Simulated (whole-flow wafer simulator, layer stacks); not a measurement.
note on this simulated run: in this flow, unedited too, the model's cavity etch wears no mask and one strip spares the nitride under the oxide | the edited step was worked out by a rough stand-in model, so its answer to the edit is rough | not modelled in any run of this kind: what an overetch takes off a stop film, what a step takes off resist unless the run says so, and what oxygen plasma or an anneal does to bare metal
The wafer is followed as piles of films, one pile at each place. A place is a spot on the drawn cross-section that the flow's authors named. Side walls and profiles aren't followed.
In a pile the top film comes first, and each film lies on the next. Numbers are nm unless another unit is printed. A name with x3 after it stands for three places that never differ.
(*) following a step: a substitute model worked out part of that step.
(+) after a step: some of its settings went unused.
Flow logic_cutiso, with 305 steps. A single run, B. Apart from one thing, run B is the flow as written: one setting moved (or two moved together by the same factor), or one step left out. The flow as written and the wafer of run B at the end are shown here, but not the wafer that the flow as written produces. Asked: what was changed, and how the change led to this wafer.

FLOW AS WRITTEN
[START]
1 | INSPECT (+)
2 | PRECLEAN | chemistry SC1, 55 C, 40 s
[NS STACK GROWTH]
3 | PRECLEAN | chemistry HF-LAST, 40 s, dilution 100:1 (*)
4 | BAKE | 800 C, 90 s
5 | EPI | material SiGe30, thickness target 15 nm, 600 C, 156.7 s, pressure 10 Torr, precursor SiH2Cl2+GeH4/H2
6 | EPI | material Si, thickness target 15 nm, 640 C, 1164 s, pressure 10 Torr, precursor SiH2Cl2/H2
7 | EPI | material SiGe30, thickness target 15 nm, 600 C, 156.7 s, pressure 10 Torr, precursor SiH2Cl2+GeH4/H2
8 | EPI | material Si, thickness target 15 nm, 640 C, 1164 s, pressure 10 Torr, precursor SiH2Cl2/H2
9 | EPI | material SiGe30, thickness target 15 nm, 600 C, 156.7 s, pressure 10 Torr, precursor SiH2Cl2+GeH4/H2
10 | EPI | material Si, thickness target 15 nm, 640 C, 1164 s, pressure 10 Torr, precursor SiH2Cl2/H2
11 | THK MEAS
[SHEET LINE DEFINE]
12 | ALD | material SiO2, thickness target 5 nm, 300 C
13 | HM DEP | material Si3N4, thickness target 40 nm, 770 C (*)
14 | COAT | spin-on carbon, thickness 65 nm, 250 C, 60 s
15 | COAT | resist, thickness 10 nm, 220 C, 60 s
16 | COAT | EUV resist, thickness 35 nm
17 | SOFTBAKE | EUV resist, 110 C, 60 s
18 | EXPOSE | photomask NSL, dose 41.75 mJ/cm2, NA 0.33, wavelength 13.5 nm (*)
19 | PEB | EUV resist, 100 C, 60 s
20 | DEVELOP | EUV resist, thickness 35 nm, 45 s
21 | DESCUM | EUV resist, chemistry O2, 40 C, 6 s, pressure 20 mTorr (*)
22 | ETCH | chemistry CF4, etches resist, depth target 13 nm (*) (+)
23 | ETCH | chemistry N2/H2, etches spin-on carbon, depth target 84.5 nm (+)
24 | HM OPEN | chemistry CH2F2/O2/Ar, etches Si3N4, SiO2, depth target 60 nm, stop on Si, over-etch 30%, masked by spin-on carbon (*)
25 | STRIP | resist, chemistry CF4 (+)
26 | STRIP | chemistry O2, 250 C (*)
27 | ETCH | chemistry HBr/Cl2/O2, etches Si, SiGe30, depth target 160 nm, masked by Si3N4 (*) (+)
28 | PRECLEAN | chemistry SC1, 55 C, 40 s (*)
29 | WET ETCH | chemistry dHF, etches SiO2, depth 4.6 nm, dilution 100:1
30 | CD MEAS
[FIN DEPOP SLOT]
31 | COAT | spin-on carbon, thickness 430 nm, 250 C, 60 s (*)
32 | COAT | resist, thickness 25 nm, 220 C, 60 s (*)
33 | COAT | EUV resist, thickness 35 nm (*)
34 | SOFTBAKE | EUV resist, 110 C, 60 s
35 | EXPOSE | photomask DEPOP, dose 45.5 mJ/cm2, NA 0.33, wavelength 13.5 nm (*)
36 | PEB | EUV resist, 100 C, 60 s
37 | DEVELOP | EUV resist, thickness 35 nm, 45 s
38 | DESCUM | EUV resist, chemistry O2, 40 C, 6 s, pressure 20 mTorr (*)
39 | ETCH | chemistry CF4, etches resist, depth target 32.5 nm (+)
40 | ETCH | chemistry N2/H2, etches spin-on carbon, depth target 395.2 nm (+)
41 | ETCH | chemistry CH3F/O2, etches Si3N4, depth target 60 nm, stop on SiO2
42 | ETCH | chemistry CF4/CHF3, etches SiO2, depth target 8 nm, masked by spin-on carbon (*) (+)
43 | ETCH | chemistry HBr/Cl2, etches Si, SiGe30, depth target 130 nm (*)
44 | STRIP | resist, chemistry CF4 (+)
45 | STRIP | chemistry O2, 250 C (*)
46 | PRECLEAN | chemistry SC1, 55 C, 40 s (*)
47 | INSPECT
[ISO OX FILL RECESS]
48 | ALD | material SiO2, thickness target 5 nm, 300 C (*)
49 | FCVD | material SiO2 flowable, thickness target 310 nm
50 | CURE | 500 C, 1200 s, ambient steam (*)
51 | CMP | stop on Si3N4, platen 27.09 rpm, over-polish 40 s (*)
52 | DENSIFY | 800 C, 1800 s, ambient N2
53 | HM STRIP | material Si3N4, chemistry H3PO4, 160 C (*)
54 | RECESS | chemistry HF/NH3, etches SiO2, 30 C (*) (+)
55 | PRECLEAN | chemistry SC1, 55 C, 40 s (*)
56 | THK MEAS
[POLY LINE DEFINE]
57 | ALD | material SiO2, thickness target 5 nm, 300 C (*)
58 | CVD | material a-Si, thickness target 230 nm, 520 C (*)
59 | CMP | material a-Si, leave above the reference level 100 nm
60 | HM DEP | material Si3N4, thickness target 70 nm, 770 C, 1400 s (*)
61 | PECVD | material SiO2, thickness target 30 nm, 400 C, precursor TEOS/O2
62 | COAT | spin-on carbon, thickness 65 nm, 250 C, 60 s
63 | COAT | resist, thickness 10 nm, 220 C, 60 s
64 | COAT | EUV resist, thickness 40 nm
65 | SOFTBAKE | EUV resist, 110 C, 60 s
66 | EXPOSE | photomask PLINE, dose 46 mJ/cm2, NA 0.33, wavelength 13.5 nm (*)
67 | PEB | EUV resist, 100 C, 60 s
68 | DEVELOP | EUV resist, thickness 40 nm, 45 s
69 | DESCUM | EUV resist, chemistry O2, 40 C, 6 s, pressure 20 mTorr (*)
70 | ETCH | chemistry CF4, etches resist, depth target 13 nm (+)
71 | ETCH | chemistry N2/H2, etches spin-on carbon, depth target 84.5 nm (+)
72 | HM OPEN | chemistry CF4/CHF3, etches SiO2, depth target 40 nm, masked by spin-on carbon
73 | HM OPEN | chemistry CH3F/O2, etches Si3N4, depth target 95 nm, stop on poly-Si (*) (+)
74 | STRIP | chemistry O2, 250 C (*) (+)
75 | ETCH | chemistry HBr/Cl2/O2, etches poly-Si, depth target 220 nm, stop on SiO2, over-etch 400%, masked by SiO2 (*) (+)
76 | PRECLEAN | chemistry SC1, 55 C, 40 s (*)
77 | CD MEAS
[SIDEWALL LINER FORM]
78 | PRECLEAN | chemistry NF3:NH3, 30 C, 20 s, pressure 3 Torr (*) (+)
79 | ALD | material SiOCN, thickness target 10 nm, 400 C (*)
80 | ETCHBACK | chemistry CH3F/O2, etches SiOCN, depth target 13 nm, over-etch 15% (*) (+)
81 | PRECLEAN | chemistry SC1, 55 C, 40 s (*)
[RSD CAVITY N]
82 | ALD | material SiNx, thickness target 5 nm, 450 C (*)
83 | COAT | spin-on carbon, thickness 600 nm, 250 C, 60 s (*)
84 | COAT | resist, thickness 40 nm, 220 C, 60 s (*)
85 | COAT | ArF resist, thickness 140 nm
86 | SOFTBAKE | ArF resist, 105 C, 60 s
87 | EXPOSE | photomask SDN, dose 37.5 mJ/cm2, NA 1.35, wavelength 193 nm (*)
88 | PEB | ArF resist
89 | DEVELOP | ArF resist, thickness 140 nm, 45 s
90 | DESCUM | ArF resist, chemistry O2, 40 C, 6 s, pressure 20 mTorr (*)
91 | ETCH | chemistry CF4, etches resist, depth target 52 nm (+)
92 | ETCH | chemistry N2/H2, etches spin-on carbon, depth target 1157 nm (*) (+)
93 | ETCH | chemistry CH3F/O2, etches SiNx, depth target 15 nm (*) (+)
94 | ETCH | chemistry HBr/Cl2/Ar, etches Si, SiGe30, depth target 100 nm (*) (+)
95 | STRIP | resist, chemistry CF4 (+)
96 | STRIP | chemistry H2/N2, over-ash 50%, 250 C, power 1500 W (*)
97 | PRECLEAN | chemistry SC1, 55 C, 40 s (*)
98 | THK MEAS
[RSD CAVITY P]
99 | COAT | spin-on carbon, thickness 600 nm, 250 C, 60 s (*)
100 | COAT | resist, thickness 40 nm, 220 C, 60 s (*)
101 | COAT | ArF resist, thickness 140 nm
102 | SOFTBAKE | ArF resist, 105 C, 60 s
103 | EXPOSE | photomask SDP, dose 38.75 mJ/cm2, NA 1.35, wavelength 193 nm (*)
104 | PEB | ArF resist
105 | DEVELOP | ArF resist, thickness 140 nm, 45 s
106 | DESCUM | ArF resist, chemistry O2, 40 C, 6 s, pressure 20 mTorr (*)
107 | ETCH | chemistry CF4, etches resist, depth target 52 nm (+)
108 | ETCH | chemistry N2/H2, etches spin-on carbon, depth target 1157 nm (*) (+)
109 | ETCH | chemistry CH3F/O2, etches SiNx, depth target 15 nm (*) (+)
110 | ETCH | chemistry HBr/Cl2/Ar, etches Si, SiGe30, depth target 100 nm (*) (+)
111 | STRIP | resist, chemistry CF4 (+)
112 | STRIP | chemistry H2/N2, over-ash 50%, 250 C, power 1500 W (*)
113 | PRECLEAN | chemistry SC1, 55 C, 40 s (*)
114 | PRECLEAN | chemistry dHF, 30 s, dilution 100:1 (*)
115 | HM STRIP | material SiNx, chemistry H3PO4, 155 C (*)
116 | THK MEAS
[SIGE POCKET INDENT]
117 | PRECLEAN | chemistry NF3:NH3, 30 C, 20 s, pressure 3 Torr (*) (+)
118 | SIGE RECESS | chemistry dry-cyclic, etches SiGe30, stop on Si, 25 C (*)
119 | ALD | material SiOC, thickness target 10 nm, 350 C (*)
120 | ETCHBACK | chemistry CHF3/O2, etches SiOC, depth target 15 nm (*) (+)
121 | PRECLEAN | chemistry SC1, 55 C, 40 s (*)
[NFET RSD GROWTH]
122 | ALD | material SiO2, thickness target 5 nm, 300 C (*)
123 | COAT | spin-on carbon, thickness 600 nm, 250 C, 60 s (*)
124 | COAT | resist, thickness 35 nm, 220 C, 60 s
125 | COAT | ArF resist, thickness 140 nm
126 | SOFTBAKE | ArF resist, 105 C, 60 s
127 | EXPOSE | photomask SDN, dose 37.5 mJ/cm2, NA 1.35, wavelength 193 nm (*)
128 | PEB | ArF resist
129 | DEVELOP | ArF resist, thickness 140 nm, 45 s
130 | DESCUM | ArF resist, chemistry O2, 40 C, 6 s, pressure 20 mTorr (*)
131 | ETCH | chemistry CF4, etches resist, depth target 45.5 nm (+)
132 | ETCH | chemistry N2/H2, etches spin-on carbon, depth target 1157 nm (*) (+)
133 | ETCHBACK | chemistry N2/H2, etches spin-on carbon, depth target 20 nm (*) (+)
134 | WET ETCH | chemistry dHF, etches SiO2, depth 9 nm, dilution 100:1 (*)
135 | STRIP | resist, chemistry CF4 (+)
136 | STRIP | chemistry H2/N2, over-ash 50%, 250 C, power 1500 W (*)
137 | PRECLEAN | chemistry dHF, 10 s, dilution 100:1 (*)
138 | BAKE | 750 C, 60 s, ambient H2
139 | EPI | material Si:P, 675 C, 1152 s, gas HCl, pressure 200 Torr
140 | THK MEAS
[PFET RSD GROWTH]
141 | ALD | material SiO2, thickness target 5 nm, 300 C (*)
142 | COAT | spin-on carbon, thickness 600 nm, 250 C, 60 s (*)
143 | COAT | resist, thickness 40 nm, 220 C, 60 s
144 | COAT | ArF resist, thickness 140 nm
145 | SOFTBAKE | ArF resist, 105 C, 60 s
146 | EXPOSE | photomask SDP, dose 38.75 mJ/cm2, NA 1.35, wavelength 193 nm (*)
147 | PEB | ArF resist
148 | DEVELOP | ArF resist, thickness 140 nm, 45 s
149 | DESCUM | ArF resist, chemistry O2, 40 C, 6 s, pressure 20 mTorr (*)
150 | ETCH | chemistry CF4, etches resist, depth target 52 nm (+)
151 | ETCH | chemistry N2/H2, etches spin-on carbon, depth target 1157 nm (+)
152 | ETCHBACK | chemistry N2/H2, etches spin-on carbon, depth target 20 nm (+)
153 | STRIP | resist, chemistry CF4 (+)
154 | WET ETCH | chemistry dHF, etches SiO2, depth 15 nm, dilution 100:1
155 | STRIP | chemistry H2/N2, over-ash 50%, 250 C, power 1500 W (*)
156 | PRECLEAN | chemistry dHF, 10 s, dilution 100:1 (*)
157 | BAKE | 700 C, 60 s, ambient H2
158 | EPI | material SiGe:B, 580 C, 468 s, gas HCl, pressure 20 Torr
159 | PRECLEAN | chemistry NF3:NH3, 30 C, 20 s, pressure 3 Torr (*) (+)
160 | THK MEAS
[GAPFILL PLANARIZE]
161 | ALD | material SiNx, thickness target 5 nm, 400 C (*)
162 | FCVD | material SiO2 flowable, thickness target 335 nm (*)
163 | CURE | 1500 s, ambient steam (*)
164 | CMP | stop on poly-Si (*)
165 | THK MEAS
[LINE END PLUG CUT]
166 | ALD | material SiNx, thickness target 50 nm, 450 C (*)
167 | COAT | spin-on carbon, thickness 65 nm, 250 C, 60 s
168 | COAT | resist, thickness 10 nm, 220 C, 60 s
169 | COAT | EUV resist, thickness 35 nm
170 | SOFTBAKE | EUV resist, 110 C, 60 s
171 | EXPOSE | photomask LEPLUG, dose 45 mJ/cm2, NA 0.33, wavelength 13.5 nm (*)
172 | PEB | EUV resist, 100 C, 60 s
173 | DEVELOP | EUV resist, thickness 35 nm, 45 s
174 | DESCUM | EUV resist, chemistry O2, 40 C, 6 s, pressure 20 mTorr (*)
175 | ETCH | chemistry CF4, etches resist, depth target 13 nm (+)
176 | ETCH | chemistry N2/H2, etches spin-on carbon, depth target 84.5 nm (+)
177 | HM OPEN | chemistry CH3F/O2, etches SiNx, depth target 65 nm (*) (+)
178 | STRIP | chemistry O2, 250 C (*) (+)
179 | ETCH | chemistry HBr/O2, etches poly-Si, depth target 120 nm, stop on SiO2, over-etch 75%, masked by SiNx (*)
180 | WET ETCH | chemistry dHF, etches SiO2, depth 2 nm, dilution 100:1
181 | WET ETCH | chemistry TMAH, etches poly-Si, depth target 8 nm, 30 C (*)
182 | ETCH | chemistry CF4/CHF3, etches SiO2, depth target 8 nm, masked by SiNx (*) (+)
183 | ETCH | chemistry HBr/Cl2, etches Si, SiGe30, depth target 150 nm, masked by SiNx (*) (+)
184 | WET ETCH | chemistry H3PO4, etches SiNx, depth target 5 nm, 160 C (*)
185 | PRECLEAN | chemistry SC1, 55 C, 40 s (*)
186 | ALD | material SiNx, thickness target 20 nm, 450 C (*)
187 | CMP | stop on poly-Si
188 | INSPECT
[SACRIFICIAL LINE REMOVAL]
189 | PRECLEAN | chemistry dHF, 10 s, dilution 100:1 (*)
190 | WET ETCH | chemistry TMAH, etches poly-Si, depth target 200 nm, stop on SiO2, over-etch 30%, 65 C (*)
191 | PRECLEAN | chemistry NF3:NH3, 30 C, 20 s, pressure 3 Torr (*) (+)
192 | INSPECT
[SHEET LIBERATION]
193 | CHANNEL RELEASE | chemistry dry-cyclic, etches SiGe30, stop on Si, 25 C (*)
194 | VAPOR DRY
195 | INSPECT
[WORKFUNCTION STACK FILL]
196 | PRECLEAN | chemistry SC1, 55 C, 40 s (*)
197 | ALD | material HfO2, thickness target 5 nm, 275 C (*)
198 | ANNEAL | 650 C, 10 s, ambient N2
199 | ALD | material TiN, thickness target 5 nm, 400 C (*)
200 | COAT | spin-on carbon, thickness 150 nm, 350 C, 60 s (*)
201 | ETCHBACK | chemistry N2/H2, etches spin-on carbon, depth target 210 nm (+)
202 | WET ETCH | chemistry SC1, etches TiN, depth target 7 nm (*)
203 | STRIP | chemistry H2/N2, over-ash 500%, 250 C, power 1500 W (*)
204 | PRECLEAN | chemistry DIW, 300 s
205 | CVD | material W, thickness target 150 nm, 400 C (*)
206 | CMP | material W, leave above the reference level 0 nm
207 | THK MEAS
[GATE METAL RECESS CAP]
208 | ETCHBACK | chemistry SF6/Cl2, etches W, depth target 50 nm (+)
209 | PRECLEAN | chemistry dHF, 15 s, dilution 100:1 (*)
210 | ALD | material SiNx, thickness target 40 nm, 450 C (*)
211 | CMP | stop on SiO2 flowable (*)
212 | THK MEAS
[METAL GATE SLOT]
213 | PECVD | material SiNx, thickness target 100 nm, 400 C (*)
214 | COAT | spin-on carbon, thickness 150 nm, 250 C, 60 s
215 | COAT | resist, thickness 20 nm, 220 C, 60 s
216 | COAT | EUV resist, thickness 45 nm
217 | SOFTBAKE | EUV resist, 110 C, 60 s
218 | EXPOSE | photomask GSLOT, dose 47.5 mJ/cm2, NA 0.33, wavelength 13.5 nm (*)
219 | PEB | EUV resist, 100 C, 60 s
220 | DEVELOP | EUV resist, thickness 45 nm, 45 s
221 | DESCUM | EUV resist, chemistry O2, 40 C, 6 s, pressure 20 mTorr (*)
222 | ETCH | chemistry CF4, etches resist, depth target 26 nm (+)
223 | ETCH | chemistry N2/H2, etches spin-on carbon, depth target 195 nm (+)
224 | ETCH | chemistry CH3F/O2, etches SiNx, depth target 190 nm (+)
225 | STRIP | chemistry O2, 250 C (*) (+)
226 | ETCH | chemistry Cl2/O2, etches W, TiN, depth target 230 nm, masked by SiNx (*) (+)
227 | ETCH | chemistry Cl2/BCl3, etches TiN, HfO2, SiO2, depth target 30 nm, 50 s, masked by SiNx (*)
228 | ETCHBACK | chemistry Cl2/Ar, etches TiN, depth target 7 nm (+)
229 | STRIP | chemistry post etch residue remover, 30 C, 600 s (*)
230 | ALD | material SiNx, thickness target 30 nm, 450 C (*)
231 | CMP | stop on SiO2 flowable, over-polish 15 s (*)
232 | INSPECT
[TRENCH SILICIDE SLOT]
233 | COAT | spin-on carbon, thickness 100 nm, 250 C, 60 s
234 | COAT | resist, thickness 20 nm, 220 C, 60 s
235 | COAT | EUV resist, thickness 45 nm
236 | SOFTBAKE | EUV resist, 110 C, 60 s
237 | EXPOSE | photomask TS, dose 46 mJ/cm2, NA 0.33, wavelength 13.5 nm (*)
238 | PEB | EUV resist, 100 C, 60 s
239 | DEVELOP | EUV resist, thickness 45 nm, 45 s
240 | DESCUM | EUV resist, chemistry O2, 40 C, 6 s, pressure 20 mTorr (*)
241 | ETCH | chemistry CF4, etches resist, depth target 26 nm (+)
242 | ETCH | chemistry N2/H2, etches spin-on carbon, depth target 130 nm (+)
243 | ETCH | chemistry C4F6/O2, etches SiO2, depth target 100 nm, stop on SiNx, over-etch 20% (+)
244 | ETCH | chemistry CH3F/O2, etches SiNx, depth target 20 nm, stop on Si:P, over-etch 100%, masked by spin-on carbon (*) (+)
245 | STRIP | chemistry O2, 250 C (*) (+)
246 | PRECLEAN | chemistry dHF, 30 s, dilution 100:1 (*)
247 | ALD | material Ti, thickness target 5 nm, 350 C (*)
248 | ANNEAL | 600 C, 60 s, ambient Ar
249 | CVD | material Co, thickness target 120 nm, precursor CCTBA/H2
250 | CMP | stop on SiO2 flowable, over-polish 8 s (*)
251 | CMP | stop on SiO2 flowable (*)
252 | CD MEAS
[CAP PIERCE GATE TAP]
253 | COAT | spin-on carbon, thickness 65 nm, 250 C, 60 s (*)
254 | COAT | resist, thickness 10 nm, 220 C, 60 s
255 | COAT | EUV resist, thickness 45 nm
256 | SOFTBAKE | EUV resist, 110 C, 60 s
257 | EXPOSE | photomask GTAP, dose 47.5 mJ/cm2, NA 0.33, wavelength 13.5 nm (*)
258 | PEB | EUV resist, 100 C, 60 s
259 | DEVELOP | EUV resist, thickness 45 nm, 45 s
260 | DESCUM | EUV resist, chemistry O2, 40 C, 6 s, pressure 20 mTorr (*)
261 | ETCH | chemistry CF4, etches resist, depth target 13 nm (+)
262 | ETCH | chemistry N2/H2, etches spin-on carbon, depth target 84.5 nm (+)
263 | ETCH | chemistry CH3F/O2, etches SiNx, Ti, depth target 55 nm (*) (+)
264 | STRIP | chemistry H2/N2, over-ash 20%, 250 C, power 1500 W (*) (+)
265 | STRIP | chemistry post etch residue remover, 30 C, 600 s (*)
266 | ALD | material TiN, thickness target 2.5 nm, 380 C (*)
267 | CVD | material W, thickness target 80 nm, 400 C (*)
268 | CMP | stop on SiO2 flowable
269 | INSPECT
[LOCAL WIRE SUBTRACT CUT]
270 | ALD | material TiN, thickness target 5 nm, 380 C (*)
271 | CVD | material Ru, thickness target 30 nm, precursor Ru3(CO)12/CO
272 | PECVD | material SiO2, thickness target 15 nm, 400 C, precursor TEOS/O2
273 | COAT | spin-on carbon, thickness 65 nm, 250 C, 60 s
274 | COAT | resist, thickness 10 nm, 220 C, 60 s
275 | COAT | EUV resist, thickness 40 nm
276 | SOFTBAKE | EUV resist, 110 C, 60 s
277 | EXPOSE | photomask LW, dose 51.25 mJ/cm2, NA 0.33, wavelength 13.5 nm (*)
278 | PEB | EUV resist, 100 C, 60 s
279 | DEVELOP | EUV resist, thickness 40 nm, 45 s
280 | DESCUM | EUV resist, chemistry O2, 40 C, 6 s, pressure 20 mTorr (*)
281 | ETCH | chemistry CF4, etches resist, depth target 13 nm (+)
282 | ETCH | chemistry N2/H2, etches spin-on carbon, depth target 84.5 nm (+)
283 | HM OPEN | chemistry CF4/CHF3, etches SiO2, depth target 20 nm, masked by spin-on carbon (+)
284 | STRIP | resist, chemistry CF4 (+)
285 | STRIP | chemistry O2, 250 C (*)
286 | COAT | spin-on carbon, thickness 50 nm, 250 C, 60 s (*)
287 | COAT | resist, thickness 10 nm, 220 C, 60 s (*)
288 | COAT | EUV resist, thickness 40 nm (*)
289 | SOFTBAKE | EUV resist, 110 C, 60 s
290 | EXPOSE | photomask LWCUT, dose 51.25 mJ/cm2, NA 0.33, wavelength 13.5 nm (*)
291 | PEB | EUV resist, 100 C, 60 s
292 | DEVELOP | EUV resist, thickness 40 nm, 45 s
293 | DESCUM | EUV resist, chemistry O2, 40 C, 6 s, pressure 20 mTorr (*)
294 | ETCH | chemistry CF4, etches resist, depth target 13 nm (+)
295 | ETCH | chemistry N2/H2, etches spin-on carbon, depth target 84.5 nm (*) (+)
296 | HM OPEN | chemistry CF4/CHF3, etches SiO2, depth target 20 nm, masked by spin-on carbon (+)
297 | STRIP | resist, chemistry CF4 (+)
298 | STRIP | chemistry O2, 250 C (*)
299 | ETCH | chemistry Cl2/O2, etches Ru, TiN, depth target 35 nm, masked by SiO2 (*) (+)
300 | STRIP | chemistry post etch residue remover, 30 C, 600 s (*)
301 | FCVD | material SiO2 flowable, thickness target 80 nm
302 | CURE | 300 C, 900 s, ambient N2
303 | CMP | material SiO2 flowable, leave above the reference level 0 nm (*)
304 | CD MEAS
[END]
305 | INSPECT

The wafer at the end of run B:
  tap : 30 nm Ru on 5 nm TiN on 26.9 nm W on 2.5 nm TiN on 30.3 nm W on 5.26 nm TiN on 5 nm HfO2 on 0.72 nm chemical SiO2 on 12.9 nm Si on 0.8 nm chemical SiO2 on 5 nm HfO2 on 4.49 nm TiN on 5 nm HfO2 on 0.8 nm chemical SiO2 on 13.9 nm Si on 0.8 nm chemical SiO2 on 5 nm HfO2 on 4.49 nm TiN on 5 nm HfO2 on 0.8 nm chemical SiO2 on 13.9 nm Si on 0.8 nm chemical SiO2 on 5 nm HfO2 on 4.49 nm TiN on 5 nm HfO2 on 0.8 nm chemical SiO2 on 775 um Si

The reason: step 263, ETCH: depth target 35.8 nm was run, while the flow as written has depth target 55 nm.

Step by step, how the change led to this:
  263 | ETCH | chemistry CH3F/O2, etches SiNx, Ti, depth target 55 nm (*) (+)
      depop, dpovl, isow, ns, nsgap: -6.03 resist (all of it), -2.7 spin-on carbon (it would be, as written: -6.03 resist (all of it), -6.46 spin-on carbon)
      lnrp, plug, rsdn, rsdp, rsdw: -6.02 resist (all of it), -2.71 spin-on carbon (it would be, as written: -6.02 resist (all of it), -6.48 spin-on carbon)
      (as well as at 12 more places)
  264 | STRIP | chemistry H2/N2, over-ash 20%, 250 C, power 1500 W (*) (+)
      gfld, gl, glp and 11 more: -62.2 spin-on carbon (all of it) (it would be, as written: -58.4 spin-on carbon (all of it))
      depop, dpovl, isow, ns, nsgap: -62.3 spin-on carbon (all of it) (it would be, as written: -58.5 spin-on carbon (all of it))
      (as well as at 2 more places)
